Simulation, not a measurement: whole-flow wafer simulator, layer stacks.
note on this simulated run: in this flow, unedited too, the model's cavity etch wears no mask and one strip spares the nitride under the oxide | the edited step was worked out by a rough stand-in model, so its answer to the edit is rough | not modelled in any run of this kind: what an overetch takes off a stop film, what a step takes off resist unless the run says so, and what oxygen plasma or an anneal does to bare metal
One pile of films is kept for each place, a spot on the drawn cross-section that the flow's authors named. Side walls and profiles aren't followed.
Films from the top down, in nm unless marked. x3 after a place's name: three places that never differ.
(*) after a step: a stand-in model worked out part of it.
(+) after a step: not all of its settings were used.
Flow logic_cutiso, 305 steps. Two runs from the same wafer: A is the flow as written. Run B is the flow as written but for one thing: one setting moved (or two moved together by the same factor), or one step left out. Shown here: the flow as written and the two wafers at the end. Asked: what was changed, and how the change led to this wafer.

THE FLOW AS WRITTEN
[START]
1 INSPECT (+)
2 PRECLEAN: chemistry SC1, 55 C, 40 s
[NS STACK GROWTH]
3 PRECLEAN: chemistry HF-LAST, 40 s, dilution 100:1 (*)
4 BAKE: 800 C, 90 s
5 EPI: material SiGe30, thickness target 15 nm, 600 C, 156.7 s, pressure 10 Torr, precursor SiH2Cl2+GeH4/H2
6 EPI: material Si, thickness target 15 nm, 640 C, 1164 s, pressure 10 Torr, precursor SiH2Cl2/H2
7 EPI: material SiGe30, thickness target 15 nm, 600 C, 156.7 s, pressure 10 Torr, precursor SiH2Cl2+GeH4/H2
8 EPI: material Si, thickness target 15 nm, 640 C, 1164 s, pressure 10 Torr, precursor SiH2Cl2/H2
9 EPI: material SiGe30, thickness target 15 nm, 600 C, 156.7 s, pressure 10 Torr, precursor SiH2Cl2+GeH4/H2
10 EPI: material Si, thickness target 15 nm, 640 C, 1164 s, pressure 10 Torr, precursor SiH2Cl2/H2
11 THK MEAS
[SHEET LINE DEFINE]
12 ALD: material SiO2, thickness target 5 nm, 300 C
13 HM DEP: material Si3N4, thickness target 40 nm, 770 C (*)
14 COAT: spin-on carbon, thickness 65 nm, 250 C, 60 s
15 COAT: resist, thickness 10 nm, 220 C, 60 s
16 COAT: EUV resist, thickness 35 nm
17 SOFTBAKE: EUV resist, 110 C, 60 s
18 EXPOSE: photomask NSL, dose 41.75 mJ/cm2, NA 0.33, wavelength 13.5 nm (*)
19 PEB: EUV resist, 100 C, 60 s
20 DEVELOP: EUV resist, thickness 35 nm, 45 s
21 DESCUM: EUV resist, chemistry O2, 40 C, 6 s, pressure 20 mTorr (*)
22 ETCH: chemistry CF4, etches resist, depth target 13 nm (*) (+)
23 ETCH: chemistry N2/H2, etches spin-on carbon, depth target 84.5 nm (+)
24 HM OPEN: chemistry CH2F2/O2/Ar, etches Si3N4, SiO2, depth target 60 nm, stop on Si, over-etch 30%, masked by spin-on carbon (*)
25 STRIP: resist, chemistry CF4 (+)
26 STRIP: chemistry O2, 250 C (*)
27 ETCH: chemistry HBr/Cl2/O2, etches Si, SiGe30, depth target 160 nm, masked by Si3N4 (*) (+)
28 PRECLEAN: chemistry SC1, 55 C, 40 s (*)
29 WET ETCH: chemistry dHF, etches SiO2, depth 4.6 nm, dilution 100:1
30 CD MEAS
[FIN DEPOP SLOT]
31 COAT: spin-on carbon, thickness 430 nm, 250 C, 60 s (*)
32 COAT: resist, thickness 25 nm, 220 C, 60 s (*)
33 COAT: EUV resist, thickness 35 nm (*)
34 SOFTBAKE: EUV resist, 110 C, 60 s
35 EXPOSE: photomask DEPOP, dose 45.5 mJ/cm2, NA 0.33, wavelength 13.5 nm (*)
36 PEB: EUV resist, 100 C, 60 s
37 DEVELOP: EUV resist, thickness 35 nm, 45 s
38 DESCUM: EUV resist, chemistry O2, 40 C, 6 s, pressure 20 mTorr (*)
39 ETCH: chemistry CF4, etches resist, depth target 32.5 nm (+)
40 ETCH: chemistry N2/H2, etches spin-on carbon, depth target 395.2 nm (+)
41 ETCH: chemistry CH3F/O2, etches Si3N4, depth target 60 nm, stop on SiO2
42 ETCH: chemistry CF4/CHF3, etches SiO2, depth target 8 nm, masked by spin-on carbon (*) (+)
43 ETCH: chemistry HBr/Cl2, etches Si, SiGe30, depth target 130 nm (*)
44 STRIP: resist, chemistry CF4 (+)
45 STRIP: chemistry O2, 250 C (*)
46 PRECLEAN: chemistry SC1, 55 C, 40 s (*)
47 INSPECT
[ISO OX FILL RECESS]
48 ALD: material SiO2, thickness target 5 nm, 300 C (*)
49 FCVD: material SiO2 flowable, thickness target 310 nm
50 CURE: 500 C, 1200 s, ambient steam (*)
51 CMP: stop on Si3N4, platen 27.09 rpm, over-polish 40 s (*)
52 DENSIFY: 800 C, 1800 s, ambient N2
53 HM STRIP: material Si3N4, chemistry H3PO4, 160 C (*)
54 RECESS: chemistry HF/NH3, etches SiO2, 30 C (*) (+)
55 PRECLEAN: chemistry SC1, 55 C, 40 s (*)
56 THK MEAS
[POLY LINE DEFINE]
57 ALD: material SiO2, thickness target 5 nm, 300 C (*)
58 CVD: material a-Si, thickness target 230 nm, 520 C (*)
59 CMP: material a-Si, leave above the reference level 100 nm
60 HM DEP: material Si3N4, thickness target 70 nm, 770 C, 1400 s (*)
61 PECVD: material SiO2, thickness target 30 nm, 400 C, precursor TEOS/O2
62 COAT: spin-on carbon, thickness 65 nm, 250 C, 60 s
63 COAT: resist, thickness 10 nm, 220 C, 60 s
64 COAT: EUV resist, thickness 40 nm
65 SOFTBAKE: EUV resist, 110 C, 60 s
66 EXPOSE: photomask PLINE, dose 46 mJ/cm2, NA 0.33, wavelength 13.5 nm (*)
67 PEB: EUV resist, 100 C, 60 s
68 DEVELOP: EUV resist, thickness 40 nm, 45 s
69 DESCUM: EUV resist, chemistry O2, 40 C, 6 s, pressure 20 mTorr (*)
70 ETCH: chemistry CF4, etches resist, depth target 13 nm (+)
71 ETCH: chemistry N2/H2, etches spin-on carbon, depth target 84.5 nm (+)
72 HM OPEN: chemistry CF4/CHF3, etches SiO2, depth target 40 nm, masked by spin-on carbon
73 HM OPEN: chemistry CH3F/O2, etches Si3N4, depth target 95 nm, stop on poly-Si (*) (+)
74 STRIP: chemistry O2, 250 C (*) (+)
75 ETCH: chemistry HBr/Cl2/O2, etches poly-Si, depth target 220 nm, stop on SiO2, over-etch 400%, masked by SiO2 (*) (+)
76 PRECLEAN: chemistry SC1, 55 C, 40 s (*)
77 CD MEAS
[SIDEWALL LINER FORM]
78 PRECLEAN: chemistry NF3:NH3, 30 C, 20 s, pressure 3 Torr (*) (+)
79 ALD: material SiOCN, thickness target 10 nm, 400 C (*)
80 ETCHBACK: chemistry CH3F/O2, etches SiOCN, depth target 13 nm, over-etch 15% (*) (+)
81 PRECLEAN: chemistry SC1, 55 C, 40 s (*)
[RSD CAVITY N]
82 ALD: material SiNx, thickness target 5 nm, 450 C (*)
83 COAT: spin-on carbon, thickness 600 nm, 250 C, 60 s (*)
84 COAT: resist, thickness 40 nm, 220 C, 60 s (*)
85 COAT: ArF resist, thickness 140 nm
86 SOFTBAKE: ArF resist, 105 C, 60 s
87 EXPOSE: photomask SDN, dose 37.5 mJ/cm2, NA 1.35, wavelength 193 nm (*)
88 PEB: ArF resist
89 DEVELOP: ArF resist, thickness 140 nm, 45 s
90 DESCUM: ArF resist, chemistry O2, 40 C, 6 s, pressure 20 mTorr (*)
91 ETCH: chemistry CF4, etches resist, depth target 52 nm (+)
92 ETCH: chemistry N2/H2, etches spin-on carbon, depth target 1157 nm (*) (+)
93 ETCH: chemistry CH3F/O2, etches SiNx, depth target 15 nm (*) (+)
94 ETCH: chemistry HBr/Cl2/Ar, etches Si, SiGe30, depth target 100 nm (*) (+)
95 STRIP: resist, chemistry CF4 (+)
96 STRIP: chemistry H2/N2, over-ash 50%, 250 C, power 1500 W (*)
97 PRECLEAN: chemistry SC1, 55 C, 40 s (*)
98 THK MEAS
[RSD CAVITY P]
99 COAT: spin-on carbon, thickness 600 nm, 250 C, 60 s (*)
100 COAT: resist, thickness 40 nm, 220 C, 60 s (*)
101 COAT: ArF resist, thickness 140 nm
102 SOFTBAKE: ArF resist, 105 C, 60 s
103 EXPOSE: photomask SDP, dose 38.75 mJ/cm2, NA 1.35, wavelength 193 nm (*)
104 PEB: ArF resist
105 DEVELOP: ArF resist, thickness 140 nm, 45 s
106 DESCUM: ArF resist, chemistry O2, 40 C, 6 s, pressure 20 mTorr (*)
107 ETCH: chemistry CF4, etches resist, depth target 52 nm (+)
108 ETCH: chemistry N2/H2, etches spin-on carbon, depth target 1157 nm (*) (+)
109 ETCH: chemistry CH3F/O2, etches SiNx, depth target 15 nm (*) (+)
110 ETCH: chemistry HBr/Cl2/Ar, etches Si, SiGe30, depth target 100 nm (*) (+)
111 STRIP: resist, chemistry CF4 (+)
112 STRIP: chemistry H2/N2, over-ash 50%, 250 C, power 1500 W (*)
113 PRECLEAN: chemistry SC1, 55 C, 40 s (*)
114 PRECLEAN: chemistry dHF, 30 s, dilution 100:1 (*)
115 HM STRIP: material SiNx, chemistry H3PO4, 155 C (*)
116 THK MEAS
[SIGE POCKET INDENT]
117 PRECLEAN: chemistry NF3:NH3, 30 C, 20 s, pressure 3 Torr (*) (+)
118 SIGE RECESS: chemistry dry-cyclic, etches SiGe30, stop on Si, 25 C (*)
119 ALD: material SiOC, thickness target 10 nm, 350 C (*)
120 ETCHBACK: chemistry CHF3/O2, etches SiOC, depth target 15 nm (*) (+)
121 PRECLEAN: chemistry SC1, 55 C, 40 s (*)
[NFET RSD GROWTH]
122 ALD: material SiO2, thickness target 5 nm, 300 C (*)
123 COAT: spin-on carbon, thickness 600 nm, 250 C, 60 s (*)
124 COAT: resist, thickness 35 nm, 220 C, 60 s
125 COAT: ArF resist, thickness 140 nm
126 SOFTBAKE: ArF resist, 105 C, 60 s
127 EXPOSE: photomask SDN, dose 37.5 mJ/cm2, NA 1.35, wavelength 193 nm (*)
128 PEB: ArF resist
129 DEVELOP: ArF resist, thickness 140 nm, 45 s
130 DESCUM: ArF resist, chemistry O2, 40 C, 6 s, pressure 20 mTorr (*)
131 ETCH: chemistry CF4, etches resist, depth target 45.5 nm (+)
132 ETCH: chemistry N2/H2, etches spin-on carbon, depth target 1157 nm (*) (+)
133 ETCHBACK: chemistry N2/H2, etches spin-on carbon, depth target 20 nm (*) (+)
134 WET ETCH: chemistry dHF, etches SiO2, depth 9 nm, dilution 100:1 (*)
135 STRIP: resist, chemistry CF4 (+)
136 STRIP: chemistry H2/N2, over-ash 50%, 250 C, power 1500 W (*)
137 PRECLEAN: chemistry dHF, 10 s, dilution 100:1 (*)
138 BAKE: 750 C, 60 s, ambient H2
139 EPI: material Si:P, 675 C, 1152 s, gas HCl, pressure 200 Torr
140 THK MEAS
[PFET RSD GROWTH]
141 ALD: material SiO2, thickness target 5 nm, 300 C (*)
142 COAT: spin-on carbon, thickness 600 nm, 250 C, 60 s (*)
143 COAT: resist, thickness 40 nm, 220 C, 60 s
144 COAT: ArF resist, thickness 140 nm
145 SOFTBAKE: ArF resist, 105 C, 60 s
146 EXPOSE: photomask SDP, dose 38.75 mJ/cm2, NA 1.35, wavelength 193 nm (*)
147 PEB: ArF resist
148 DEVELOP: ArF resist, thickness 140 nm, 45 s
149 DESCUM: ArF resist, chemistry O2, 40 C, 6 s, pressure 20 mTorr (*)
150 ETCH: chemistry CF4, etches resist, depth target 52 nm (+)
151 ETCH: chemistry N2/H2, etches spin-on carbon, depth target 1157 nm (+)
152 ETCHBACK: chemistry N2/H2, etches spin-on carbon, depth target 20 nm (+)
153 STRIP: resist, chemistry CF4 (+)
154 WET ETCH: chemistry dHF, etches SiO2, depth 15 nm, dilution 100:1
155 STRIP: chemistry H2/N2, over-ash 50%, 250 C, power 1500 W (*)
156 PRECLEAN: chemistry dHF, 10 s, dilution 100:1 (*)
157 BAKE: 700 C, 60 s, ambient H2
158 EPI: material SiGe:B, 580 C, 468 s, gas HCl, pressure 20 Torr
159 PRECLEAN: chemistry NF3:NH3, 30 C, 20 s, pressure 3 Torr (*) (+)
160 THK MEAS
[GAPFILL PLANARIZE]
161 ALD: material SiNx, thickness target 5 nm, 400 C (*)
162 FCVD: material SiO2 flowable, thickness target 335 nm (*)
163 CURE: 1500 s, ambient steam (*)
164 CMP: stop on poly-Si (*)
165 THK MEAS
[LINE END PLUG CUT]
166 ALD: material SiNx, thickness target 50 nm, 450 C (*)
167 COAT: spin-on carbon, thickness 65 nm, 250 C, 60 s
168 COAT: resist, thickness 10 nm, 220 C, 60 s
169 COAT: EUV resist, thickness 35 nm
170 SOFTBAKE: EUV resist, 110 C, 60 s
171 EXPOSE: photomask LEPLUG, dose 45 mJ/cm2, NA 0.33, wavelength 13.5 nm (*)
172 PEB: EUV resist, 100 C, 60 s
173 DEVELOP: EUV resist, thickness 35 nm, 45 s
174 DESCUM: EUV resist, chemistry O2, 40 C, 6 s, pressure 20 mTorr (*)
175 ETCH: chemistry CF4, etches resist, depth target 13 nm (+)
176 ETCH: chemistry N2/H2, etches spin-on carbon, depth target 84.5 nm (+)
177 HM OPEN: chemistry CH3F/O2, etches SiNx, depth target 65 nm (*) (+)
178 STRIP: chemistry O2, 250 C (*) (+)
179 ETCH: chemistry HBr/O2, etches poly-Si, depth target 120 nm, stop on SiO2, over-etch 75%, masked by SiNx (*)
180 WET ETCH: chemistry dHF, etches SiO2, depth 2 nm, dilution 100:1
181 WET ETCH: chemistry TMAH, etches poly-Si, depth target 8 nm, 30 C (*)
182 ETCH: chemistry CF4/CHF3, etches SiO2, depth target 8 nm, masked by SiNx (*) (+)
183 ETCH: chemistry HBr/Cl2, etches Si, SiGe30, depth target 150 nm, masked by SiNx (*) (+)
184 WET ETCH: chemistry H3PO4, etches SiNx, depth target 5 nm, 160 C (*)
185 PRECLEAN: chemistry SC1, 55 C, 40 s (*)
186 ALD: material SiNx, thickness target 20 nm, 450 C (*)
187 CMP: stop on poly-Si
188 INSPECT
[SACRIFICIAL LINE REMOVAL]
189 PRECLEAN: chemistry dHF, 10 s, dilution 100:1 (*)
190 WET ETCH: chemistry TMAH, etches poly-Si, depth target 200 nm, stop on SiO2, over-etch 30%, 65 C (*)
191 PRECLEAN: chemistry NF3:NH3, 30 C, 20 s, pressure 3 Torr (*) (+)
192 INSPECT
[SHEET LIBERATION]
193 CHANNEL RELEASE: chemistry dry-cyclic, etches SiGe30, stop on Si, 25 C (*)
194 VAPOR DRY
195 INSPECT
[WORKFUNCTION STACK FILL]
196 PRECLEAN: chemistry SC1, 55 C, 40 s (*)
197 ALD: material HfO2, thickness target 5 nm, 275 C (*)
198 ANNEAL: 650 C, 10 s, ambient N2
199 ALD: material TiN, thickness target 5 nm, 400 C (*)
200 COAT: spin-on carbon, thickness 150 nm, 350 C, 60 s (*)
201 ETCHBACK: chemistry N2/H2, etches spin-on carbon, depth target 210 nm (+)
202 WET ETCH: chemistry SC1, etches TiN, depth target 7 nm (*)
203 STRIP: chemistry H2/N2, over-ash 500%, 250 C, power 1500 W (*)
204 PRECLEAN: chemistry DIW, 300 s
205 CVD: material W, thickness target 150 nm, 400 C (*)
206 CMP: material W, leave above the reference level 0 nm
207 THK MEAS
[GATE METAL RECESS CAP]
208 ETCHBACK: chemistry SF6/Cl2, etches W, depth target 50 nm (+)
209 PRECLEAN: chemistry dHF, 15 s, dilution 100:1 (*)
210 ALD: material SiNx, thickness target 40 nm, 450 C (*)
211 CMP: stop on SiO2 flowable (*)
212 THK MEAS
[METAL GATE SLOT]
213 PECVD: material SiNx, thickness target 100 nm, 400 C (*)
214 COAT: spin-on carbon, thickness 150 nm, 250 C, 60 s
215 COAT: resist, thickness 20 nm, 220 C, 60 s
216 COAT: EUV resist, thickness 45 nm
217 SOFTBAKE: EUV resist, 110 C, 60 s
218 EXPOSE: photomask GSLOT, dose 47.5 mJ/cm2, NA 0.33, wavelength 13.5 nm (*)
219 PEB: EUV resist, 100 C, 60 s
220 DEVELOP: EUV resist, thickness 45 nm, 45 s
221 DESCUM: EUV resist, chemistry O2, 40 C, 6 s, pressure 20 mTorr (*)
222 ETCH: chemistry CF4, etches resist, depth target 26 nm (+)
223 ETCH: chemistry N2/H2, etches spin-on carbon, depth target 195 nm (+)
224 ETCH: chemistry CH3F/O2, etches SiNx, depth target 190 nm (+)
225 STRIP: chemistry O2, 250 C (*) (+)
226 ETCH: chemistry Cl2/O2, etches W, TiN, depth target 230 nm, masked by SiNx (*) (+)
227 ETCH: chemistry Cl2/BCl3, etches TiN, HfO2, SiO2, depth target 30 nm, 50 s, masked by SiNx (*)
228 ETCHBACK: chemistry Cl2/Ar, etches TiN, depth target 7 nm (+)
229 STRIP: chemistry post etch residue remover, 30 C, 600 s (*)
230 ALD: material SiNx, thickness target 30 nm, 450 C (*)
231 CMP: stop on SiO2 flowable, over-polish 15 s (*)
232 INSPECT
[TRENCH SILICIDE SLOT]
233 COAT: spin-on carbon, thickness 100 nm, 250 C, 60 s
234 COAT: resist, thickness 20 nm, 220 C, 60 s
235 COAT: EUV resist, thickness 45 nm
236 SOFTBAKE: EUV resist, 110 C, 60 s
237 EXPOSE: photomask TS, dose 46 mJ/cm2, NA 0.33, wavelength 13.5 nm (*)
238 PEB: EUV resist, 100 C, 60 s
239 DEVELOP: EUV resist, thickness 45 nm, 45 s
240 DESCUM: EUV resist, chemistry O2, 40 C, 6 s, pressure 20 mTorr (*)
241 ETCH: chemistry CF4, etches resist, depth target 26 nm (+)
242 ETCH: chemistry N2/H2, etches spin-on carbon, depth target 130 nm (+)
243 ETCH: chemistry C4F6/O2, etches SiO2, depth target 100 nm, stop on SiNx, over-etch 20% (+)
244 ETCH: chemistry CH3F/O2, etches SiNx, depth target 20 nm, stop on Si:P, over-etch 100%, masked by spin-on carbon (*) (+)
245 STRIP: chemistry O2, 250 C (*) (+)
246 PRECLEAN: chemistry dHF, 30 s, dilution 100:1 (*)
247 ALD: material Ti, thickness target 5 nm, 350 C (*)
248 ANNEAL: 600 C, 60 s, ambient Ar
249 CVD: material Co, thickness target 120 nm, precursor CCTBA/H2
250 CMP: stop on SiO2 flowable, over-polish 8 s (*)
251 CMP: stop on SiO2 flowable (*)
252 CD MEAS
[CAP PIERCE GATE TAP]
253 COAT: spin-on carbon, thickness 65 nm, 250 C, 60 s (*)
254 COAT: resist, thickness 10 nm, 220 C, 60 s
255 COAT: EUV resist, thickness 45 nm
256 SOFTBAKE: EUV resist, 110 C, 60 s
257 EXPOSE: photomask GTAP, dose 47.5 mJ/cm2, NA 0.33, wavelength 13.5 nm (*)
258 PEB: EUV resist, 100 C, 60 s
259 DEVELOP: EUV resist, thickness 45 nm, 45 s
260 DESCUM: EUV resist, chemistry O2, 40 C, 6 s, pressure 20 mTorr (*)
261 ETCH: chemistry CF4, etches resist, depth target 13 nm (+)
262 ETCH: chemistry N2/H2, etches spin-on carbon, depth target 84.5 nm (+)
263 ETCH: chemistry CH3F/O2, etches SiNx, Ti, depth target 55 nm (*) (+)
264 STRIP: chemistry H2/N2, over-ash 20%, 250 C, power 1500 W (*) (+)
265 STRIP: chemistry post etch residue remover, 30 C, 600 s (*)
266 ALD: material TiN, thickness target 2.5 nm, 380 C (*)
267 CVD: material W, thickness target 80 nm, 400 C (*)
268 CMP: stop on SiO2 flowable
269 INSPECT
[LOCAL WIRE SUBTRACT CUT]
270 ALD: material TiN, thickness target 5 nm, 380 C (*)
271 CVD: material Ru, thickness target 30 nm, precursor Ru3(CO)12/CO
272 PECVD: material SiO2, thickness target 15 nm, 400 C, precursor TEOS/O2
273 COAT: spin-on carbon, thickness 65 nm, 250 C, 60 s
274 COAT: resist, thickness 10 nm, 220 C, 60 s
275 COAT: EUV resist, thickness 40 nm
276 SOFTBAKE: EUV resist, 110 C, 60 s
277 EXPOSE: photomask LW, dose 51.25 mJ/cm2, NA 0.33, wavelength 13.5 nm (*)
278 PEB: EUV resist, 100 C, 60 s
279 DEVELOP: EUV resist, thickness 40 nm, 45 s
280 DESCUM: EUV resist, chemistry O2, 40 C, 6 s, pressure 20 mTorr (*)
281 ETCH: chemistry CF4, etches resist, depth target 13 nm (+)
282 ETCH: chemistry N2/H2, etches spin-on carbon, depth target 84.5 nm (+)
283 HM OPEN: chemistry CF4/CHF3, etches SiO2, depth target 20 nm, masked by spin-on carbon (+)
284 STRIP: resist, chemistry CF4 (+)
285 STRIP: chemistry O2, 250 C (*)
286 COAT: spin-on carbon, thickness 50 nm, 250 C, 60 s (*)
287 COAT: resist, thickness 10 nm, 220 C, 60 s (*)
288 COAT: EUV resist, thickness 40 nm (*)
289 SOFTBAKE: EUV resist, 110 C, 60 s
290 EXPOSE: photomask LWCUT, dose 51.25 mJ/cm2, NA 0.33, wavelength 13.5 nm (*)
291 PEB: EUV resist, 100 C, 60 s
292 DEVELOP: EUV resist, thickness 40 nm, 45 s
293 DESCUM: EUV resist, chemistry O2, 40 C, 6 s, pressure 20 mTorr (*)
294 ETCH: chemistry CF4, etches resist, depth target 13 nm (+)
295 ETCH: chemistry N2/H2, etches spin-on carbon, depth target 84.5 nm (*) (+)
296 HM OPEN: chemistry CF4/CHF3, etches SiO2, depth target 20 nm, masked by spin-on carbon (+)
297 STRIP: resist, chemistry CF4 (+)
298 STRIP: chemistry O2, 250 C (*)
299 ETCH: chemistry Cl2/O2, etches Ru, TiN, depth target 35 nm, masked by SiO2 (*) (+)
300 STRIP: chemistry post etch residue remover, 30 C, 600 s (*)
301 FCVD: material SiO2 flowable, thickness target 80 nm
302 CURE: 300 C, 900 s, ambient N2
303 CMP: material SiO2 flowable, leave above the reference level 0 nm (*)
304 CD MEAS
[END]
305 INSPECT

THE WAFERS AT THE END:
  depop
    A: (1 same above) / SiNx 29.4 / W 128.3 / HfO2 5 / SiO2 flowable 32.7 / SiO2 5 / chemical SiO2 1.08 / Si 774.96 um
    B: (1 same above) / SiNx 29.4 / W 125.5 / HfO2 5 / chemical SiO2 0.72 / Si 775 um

The cause: step 43, ETCH: depth target 71.5 nm was run, where the flow has depth target 130 nm.

How the change led to this, step by step:
  43 ETCH: chemistry HBr/Cl2, etches Si, SiGe30, depth target 130 nm (*)
      depop: A Si -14 (all of it), SiGe30 -15 (all of it), Si -15 (all of it), SiGe30 -15 (all of it), Si -15 (all of it), SiGe30 -15 (all of it), Si -41 | B Si -14 (all of it), SiGe30 -15 (all of it), Si -15 (all of it), SiGe30 -15 (all of it), Si -12.5
      dpovl, gl, glp and 16 more: A spin-on carbon -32 | B spin-on carbon -20.3
      (and at 2 more places)
  44 STRIP: resist, chemistry CF4 (+)
      depop: A nothing | B Si -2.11
  45 STRIP: chemistry O2, 250 C (*)
      gfld, lnri: A chemical SiO2 +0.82 (new film), spin-on carbon -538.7 (all of it), Si -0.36 | B chemical SiO2 +0.82 (new film), spin-on carbon -550.4 (all of it), Si -0.36
      glp, tap: A spin-on carbon -347.6 (all of it) | B spin-on carbon -359.3 (all of it)
      (and at 17 more places)
  49 FCVD: material SiO2 flowable, thickness target 310 nm
      depop: A SiO2 flowable +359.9 (new film) | B SiO2 flowable +309.4 (new film)
      ns: A SiO2 flowable +201.3 (new film) | B SiO2 flowable +207.2 (new film)
  51 CMP: stop on Si3N4, platen 27.09 rpm, over-polish 40 s (*)
      depop: A SiO2 flowable -200.5 | B SiO2 flowable -206.3
      dpovl: A SiO2 flowable -200.4 | B SiO2 flowable -206.3
      (and at 3 more places)
  52 DENSIFY: 800 C, 1800 s, ambient N2
      depop: A SiO2 flowable -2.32 | B SiO2 flowable -1.37
  54 RECESS: chemistry HF/NH3, etches SiO2, 30 C (*) (+)
      depop: A SiO2 flowable -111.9 | B SiO2 flowable -91.9 (all of it), SiO2 -5 (all of it), chemical SiO2 -1.08 (all of it)
  55 PRECLEAN: chemistry SC1, 55 C, 40 s (*)
      depop: A SiO2 flowable -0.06 | B chemical SiO2 +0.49 (new film), SiGe30 -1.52
  58 CVD: material a-Si, thickness target 230 nm, 520 C (*)
      depop: A a-Si +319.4 (new film) | B a-Si +305.5 (new film)
  60 HM DEP: material Si3N4, thickness target 70 nm, 770 C, 1400 s (*)
      depop: A Si3N4 +70 (new film), poly-Si +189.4 (new film), a-Si -189.4 (all of it) | B Si3N4 +70 (new film), poly-Si +175.5 (new film), a-Si -175.5 (all of it)
  190 WET ETCH: chemistry TMAH, etches poly-Si, depth target 200 nm, stop on SiO2, over-etch 30%, 65 C (*)
      depop: A poly-Si -189.4 (all of it) | B poly-Si -175.5 (all of it)
  191 PRECLEAN: chemistry NF3:NH3, 30 C, 20 s, pressure 3 Torr (*) (+)
      depop: A SiO2 -5 (all of it), SiO2 flowable -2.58 | B SiO2 -5 (all of it), chemical SiO2 -0.49 (all of it)
  193 CHANNEL RELEASE: chemistry dry-cyclic, etches SiGe30, stop on Si, 25 C (*)
      depop: A nothing | B chemical SiO2 +0.8 (new film), SiGe30 -13.4 (all of it), Si -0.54
